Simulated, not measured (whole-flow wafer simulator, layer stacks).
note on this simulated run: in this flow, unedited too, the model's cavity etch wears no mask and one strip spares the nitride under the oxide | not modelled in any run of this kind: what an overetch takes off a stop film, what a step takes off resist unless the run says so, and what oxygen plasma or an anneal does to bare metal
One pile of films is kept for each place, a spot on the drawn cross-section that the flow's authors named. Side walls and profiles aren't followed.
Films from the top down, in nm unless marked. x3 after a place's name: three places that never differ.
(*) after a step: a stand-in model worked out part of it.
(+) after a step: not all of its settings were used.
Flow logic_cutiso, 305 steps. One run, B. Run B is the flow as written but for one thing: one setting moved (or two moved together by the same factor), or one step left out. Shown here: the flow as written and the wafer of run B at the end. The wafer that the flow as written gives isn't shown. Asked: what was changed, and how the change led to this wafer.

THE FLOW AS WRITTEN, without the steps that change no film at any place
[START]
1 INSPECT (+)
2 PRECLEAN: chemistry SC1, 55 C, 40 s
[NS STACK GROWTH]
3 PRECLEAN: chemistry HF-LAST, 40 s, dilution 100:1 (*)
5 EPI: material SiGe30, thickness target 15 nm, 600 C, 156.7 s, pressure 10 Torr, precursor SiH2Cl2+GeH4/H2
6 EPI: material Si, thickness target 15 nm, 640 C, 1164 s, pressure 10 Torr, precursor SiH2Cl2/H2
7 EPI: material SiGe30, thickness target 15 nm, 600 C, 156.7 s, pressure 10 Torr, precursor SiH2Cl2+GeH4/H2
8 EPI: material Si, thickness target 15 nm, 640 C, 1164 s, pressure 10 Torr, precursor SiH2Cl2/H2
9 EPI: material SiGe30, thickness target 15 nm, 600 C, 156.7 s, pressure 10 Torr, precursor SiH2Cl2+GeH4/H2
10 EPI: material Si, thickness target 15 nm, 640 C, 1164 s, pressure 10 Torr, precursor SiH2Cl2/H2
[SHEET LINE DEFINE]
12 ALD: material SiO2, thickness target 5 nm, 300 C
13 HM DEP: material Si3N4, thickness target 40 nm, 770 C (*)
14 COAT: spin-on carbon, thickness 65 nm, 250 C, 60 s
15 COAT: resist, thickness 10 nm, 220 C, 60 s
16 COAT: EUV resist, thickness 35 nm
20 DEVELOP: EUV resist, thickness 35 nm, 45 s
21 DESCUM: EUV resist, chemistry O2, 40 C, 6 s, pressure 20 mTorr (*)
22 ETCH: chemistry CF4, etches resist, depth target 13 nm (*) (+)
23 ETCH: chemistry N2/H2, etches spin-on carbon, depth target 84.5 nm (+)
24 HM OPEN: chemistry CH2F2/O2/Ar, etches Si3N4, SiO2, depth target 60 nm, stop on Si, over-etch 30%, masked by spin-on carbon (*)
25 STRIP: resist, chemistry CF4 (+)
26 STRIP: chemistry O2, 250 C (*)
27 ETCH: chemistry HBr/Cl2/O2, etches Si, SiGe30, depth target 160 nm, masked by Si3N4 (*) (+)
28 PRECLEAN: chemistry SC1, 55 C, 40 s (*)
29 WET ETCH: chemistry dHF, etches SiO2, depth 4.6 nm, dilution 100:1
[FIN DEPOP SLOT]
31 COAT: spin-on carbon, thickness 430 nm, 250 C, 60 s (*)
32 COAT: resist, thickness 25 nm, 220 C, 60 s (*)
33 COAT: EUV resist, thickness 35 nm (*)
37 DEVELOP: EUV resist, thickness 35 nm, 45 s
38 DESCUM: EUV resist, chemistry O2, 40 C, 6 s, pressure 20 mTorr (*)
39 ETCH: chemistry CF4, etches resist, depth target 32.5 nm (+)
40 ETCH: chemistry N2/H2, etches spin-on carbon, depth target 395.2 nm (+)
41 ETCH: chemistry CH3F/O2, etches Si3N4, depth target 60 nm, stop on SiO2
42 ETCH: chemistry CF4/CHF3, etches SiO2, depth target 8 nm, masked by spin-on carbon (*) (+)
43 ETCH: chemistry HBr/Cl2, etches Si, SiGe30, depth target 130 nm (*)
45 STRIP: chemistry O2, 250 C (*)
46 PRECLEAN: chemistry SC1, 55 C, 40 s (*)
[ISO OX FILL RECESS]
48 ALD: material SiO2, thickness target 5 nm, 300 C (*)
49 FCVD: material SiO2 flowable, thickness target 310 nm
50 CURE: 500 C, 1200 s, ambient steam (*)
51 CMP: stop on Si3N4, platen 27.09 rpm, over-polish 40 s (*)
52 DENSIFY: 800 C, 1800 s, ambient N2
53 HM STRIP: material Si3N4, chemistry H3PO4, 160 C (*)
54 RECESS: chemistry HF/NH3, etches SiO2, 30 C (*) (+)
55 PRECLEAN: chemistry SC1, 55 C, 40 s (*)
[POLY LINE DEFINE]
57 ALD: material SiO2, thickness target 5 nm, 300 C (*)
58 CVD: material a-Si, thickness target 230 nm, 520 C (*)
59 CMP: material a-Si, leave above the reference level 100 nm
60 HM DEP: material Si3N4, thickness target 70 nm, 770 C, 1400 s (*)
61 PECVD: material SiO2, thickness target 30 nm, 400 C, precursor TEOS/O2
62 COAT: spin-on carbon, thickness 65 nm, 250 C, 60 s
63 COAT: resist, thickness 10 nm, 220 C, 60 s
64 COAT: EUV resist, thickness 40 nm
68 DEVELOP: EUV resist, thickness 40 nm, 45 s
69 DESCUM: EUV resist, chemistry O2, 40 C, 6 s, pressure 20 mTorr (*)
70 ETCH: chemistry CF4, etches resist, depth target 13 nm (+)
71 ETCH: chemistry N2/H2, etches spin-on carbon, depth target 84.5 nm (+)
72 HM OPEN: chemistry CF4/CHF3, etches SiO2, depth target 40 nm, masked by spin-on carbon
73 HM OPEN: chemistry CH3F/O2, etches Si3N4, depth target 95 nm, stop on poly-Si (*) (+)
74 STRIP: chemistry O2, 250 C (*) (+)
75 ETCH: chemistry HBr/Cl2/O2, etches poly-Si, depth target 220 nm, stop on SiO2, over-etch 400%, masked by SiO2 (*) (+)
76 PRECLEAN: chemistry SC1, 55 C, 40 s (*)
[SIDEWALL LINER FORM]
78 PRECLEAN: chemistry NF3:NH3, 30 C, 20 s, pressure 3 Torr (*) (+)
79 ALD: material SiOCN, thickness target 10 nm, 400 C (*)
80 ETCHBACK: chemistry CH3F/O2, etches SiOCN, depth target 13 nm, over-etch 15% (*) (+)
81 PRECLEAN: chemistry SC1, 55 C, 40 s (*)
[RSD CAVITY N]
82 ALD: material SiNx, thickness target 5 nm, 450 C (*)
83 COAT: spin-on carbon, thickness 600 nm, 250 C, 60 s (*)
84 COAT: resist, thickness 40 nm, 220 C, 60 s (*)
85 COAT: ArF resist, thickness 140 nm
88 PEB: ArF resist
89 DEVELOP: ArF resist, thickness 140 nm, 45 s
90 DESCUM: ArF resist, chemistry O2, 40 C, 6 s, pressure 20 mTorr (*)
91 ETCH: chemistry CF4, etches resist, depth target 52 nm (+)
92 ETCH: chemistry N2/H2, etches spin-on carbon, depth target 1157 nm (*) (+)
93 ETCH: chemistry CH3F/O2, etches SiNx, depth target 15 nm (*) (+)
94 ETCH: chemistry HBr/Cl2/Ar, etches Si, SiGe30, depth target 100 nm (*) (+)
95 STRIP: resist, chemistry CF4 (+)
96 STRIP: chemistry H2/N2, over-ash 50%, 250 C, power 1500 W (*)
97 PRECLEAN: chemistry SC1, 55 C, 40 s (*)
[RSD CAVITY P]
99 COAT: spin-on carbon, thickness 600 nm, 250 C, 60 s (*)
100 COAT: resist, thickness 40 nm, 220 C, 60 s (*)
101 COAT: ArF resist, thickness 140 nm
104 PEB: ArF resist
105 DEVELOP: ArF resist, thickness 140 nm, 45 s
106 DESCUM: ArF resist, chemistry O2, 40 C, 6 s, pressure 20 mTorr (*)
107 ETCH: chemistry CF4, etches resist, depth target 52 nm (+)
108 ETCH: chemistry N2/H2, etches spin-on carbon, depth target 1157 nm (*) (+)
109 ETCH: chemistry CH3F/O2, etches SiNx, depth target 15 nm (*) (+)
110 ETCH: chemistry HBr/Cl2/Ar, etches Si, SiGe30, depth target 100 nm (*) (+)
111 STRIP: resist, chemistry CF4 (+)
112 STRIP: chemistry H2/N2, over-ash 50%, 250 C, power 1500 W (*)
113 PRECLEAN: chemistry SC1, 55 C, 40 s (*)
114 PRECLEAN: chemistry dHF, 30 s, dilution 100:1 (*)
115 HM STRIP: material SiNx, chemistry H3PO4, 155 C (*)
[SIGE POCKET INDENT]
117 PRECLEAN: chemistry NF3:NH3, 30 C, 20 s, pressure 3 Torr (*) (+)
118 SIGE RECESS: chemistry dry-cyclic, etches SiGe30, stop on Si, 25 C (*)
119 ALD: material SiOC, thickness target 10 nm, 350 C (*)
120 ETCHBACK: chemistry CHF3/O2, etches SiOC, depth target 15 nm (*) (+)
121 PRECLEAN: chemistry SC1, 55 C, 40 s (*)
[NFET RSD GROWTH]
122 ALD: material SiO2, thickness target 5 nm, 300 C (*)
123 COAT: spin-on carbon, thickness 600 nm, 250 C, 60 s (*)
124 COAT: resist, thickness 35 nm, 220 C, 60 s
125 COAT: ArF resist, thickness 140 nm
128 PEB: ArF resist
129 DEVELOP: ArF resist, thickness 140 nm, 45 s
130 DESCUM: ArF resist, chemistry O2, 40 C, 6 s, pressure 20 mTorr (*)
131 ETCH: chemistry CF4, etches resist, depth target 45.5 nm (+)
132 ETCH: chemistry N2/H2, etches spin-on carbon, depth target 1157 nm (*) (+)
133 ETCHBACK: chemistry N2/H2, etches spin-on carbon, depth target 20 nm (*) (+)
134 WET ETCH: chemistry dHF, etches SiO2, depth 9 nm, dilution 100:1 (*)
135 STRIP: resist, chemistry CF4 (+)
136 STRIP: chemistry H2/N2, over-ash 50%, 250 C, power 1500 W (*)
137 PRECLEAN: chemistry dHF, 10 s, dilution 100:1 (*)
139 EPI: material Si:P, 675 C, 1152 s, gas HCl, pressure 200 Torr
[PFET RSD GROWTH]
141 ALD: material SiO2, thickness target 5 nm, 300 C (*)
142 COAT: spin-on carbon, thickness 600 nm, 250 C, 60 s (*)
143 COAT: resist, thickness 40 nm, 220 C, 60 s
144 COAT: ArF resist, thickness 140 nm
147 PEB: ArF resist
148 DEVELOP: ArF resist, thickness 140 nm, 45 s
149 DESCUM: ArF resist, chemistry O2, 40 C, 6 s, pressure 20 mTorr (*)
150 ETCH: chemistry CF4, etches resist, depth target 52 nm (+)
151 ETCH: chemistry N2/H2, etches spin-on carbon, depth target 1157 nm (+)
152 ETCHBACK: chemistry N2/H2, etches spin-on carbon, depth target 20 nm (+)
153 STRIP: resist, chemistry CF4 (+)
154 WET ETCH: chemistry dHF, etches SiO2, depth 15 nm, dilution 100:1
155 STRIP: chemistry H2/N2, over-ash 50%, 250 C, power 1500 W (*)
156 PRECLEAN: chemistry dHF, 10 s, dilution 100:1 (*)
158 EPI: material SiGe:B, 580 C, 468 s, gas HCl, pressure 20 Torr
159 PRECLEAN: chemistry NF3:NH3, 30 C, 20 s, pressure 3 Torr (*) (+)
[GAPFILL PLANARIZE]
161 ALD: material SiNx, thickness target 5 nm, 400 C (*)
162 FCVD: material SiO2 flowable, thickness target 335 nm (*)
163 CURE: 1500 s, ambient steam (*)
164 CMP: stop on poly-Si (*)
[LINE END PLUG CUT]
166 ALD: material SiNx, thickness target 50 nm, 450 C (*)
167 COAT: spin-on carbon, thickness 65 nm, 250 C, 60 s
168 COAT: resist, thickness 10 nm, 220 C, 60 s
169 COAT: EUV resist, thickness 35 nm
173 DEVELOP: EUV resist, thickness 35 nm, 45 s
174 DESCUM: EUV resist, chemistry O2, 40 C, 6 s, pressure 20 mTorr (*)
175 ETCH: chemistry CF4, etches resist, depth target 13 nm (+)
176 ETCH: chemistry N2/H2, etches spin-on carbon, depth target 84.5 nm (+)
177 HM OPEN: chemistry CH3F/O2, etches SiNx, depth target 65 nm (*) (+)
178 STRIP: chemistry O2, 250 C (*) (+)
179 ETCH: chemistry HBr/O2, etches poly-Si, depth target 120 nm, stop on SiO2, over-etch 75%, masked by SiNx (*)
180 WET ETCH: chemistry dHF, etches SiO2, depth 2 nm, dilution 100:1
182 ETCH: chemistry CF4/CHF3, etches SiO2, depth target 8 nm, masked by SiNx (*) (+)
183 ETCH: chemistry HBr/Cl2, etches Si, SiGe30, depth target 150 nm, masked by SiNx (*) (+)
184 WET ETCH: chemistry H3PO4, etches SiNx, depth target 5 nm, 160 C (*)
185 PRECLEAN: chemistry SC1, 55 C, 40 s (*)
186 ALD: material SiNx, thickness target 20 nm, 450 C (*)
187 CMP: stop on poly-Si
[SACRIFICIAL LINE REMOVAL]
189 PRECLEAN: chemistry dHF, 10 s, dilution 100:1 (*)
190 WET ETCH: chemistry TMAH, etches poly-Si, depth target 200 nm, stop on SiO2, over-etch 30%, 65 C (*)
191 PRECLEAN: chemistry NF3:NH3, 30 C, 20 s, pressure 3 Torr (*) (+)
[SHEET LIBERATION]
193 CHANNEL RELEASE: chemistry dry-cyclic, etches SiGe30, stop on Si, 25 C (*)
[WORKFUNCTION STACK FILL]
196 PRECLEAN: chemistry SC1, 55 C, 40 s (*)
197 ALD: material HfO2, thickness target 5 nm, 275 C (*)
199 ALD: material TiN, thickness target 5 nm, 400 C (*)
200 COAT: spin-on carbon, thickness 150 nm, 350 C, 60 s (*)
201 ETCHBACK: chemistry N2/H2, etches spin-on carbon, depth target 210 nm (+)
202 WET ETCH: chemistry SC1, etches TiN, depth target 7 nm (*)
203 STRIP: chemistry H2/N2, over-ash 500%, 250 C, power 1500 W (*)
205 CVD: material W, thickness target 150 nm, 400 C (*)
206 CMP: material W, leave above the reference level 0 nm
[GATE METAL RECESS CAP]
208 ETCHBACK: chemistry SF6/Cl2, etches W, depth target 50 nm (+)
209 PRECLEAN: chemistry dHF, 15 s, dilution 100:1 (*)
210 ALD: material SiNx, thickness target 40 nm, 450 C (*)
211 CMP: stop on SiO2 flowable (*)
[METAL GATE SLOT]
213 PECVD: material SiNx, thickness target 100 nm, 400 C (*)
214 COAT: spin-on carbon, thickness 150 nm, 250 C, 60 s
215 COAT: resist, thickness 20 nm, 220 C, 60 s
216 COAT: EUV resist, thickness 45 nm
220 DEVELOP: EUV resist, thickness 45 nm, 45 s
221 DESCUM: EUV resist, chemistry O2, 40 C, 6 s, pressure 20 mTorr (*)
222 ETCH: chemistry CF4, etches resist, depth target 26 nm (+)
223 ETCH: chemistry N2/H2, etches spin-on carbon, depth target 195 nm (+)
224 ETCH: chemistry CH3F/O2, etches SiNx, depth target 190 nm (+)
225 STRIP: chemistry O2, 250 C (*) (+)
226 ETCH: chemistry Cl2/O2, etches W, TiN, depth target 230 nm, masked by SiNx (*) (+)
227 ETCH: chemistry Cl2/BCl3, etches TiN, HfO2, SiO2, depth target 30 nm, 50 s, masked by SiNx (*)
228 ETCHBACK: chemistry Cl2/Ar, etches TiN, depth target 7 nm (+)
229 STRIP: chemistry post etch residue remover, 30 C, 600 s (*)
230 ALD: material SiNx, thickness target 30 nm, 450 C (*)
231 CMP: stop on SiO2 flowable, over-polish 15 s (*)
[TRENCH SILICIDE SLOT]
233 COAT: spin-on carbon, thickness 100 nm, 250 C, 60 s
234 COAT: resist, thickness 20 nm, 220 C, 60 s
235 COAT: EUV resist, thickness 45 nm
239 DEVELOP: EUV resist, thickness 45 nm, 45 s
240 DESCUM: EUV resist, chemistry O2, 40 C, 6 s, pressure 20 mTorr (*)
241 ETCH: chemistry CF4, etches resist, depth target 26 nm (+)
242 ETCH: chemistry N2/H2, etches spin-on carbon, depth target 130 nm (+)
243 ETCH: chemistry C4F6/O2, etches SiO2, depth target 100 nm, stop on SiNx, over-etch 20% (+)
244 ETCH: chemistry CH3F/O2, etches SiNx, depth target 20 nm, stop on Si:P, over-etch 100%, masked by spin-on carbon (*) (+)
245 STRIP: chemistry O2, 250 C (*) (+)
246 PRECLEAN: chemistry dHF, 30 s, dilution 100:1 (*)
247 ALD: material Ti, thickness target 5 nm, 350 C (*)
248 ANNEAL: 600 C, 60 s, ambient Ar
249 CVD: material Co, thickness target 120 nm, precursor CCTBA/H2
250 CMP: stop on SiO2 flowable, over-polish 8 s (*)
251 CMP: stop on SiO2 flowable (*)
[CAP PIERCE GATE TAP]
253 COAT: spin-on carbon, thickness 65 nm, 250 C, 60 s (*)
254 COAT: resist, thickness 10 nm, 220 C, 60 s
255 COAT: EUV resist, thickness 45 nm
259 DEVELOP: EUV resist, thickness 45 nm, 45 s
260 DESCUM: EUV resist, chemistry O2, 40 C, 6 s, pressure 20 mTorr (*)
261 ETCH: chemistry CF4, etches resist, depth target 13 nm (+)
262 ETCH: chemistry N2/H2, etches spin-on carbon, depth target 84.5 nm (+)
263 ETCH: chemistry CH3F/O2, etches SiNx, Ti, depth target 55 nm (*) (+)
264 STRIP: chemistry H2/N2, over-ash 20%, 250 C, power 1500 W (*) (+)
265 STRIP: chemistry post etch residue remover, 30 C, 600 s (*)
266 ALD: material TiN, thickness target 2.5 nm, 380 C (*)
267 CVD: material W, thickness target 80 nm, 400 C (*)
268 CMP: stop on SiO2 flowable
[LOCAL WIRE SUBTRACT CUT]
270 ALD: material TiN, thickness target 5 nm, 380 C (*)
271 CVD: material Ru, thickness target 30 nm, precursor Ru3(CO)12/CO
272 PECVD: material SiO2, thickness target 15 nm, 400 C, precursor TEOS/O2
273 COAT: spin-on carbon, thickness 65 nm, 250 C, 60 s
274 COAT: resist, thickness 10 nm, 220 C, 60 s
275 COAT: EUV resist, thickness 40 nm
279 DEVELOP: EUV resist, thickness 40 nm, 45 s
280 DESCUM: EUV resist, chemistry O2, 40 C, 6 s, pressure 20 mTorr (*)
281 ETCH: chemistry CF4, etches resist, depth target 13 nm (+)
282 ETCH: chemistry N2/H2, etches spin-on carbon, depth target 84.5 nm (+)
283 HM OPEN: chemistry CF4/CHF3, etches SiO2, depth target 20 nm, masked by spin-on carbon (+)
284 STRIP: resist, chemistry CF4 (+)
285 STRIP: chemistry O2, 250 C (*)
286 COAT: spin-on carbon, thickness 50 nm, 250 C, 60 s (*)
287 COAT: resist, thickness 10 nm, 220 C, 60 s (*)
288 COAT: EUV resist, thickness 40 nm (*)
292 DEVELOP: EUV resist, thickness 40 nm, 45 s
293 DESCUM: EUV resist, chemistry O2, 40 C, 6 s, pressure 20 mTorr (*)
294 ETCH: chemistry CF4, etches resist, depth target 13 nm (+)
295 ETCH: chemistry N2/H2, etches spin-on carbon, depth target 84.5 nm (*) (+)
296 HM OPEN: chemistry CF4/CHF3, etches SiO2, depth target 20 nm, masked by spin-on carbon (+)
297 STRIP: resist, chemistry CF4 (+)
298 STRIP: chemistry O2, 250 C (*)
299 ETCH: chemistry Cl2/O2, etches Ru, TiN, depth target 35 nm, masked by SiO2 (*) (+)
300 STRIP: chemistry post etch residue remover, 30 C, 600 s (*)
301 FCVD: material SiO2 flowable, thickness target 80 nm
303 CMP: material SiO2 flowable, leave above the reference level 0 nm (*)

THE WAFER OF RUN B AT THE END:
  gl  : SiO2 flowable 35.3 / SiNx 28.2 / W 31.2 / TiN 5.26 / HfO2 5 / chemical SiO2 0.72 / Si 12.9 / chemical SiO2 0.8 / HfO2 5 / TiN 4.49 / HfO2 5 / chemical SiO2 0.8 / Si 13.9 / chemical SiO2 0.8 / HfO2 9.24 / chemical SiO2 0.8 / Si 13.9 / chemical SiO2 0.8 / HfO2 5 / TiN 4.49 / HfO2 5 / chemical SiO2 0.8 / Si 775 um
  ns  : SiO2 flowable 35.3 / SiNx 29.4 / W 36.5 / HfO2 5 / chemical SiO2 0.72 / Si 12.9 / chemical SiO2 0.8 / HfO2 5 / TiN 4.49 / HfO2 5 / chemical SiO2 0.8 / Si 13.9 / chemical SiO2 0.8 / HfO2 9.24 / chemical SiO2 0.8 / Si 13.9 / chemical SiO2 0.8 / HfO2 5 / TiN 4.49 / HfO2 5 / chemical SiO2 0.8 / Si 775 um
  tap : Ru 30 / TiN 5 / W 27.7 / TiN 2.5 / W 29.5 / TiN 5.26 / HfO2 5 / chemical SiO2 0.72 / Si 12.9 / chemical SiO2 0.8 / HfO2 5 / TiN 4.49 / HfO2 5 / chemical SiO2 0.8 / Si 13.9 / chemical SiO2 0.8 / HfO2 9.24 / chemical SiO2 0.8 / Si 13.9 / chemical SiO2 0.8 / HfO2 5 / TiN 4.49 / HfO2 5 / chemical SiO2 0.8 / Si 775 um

The cause: step 7, EPI: 101.9 s was run, where the flow has 156.7 s.

How the change led to this, step by step:
  7 EPI: material SiGe30, thickness target 15 nm, 600 C, 156.7 s, pressure 10 Torr, precursor SiH2Cl2+GeH4/H2
      depop, dpovl, gfld and 19 more: SiGe30 +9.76 (new film) (as written it would be: SiGe30 +15 (new film))
  27 ETCH: chemistry HBr/Cl2/O2, etches Si, SiGe30, depth target 160 nm, masked by Si3N4 (*) (+)
      gfld, gxf, iso, lnri: chemical SiO2 -0.79 (all of it), Si -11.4 (all of it), SiGe30 -15 (all of it), Si -15 (all of it), SiGe30 -9.76 (all of it), Si -15 (all of it), SiGe30 -15 (all of it), Si -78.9 (as written it would be: chemical SiO2 -0.79 (all of it), Si -11.4 (all of it), SiGe30 -15 (all of it), Si -15 (all of it), SiGe30 -15 (all of it), Si -15 (all of it), SiGe30 -15 (all of it), Si -73.6)
      dpovl, nsgap: chemical SiO2 -0.79 (all of it), Si -11.8 (all of it), SiGe30 -15 (all of it), Si -15 (all of it), SiGe30 -9.76 (all of it), Si -15 (all of it), SiGe30 -15 (all of it), Si -78.5 (as written it would be: chemical SiO2 -0.79 (all of it), Si -11.8 (all of it), SiGe30 -15 (all of it), Si -15 (all of it), SiGe30 -15 (all of it), Si -15 (all of it), SiGe30 -15 (all of it), Si -73.2)
      (and at 1 more place)
  43 ETCH: chemistry HBr/Cl2, etches Si, SiGe30, depth target 130 nm (*)
      depop: Si -14 (all of it), SiGe30 -15 (all of it), Si -15 (all of it), SiGe30 -9.76 (all of it), Si -15 (all of it), SiGe30 -15 (all of it), Si -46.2 (as written it would be: Si -14 (all of it), SiGe30 -15 (all of it), Si -15 (all of it), SiGe30 -15 (all of it), Si -15 (all of it), SiGe30 -15 (all of it), Si -41)
  94 ETCH: chemistry HBr/Cl2/Ar, etches Si, SiGe30, depth target 100 nm (*) (+)
      rsdn, rsdx: chemical SiO2 -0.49 (all of it), Si -12.8 (all of it), SiGe30 -15 (all of it), Si -15 (all of it), SiGe30 -9.76 (all of it), Si -15 (all of it), SiGe30 -15 (all of it), Si -17.4 (as written it would be: chemical SiO2 -0.49 (all of it), Si -12.8 (all of it), SiGe30 -15 (all of it), Si -15 (all of it), SiGe30 -15 (all of it), Si -15 (all of it), SiGe30 -15 (all of it), Si -12.2)
  110 ETCH: chemistry HBr/Cl2/Ar, etches Si, SiGe30, depth target 100 nm (*) (+)
      rsdp, rsdw: chemical SiO2 -0.49 (all of it), Si -12.8 (all of it), SiGe30 -15 (all of it), Si -15 (all of it), SiGe30 -9.76 (all of it), Si -15 (all of it), SiGe30 -15 (all of it), Si -17.4 (as written it would be: chemical SiO2 -0.49 (all of it), Si -12.8 (all of it), SiGe30 -15 (all of it), Si -15 (all of it), SiGe30 -15 (all of it), Si -15 (all of it), SiGe30 -15 (all of it), Si -12.2)
  118 SIGE RECESS: chemistry dry-cyclic, etches SiGe30, stop on Si, 25 C (*)
      lnr, lnrp, lnrt: SiOCN -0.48, Si -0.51, cavity +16 (new film), SiGe30 -15 (all of it), Si -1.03, cavity +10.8 (new film), SiGe30 -9.76 (all of it), Si -1.03, cavity +16 (new film), SiGe30 -15 (all of it), Si -0.51 (as written it would be: SiOCN -0.48, Si -0.51, cavity +16 (new film), SiGe30 -15 (all of it), Si -1.03, cavity +16 (new film), SiGe30 -15 (all of it), Si -1.03, cavity +16 (new film), SiGe30 -15 (all of it), Si -0.51)
  119 ALD: material SiOC, thickness target 10 nm, 350 C (*)
      lnr, lnrp, lnrt: SiOC +10 (new film), SiOC +16 (new film), cavity -16 (all of it), SiOC +10.8 (new film), cavity -10.8 (all of it), SiOC +16 (new film), cavity -16 (all of it) (as written it would be: SiOC +10 (new film), SiOC +16 (new film), cavity -16 (all of it), SiOC +16 (new film), cavity -16 (all of it), SiOC +16 (new film), cavity -16 (all of it))
  183 ETCH: chemistry HBr/Cl2, etches Si, SiGe30, depth target 150 nm, masked by SiNx (*) (+)
      plug: Si -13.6 (all of it), SiGe30 -15 (all of it), Si -15 (all of it), SiGe30 -9.76 (all of it), Si -15 (all of it), SiGe30 -15 (all of it), Si -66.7 (as written it would be: Si -13.6 (all of it), SiGe30 -15 (all of it), Si -15 (all of it), SiGe30 -15 (all of it), Si -15 (all of it), SiGe30 -15 (all of it), Si -61.4)
  193 CHANNEL RELEASE: chemistry dry-cyclic, etches SiGe30, stop on Si, 25 C (*)
      gl, glp, gxn, gxp, ns, tap: chemical SiO2 +0.8 (new film), Si -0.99, chemical SiO2 +0.8 (new film), cavity +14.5 (new film), chemical SiO2 +0.8 (new film), SiGe30 -15 (all of it), Si -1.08, chemical SiO2 +0.8 (new film), cavity +9.24 (new film), chemical SiO2 +0.8 (new film), SiGe30 -9.76 (all of it), Si -1.08, chemical SiO2 +0.8 (new film), cavity +14.5 (new film), chemical SiO2 +0.8 (new film), SiGe30 -15 (all of it), Si -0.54 (as written it would be: chemical SiO2 +0.8 (new film), Si -0.99, chemical SiO2 +0.8 (new film), cavity +14.5 (new film), chemical SiO2 +0.8 (new film), SiGe30 -15 (all of it), Si -1.08, chemical SiO2 +0.8 (new film), cavity +14.5 (new film), chemical SiO2 +0.8 (new film), SiGe30 -15 (all of it), Si -1.08, chemical SiO2 +0.8 (new film), cavity +14.5 (new film), chemical SiO2 +0.8 (new film), SiGe30 -15 (all of it), Si -0.54)
  197 ALD: material HfO2, thickness target 5 nm, 275 C (*)
      gl, glp, gxn, gxp, ns, tap: HfO2 +5 (new film), HfO2 +5 (new film), cavity -10, HfO2 +5 (new film), HfO2 +9.24 (new film), cavity -9.24 (all of it), HfO2 +5 (new film), cavity -10, HfO2 +5 (new film) (as written it would be: HfO2 +5 (new film), HfO2 +5 (new film), cavity -10, HfO2 +5 (new film), HfO2 +5 (new film), cavity -10, HfO2 +5 (new film), HfO2 +5 (new film), cavity -10, HfO2 +5 (new film))
  199 ALD: material TiN, thickness target 5 nm, 400 C (*)
      gl, glp, tap: TiN +5.26 (new film), TiN +4.49 (new film), cavity -4.49 (all of it), TiN +4.49 (new film), cavity -4.49 (all of it) (as written it would be: TiN +5.26 (new film), TiN +4.49 (new film), cavity -4.49 (all of it), TiN +4.49 (new film), cavity -4.49 (all of it), TiN +4.49 (new film), cavity -4.49 (all of it))
      gxn, gxp, ns: TiN +5 (new film), TiN +4.49 (new film), cavity -4.49 (all of it), TiN +4.49 (new film), cavity -4.49 (all of it) (as written it would be: TiN +5 (new film), TiN +4.49 (new film), cavity -4.49 (all of it), TiN +4.49 (new film), cavity -4.49 (all of it), TiN +4.49 (new film), cavity -4.49 (all of it))
Counting metal films that touch as one body, gl has 3 bodies (between them, from the top down: HfO2 5 / chemical SiO2 0.72 / Si 12.9 / chemical SiO2 0.8 / HfO2 5; HfO2 5 / chemical SiO2 0.8 / Si 13.9 / chemical SiO2 0.8 / HfO2 9.24 / chemical SiO2 0.8 / Si 13.9 / chemical SiO2 0.8 / HfO2 5); the flow as written gives 4 bodies (between them, from the top down: HfO2 5 / chemical SiO2 0.72 / Si 12.9 / chemical SiO2 0.8 / HfO2 5; HfO2 5 / chemical SiO2 0.8 / Si 13.9 / chemical SiO2 0.8 / HfO2 5; HfO2 5 / chemical SiO2 0.8 / Si 13.9 / chemical SiO2 0.8 / HfO2 5).
Counting metal films that touch as one body, ns has 3 bodies (between them, from the top down: HfO2 5 / chemical SiO2 0.72 / Si 12.9 / chemical SiO2 0.8 / HfO2 5; HfO2 5 / chemical SiO2 0.8 / Si 13.9 / chemical SiO2 0.8 / HfO2 9.24 / chemical SiO2 0.8 / Si 13.9 / chemical SiO2 0.8 / HfO2 5); the flow as written gives 4 bodies (between them, from the top down: HfO2 5 / chemical SiO2 0.72 / Si 12.9 / chemical SiO2 0.8 / HfO2 5; HfO2 5 / chemical SiO2 0.8 / Si 13.9 / chemical SiO2 0.8 / HfO2 5; HfO2 5 / chemical SiO2 0.8 / Si 13.9 / chemical SiO2 0.8 / HfO2 5).
Counting metal films that touch as one body, tap has 3 bodies (between them, from the top down: HfO2 5 / chemical SiO2 0.72 / Si 12.9 / chemical SiO2 0.8 / HfO2 5; HfO2 5 / chemical SiO2 0.8 / Si 13.9 / chemical SiO2 0.8 / HfO2 9.24 / chemical SiO2 0.8 / Si 13.9 / chemical SiO2 0.8 / HfO2 5); the flow as written gives 4 bodies (between them, from the top down: HfO2 5 / chemical SiO2 0.72 / Si 12.9 / chemical SiO2 0.8 / HfO2 5; HfO2 5 / chemical SiO2 0.8 / Si 13.9 / chemical SiO2 0.8 / HfO2 5; HfO2 5 / chemical SiO2 0.8 / Si 13.9 / chemical SiO2 0.8 / HfO2 5).
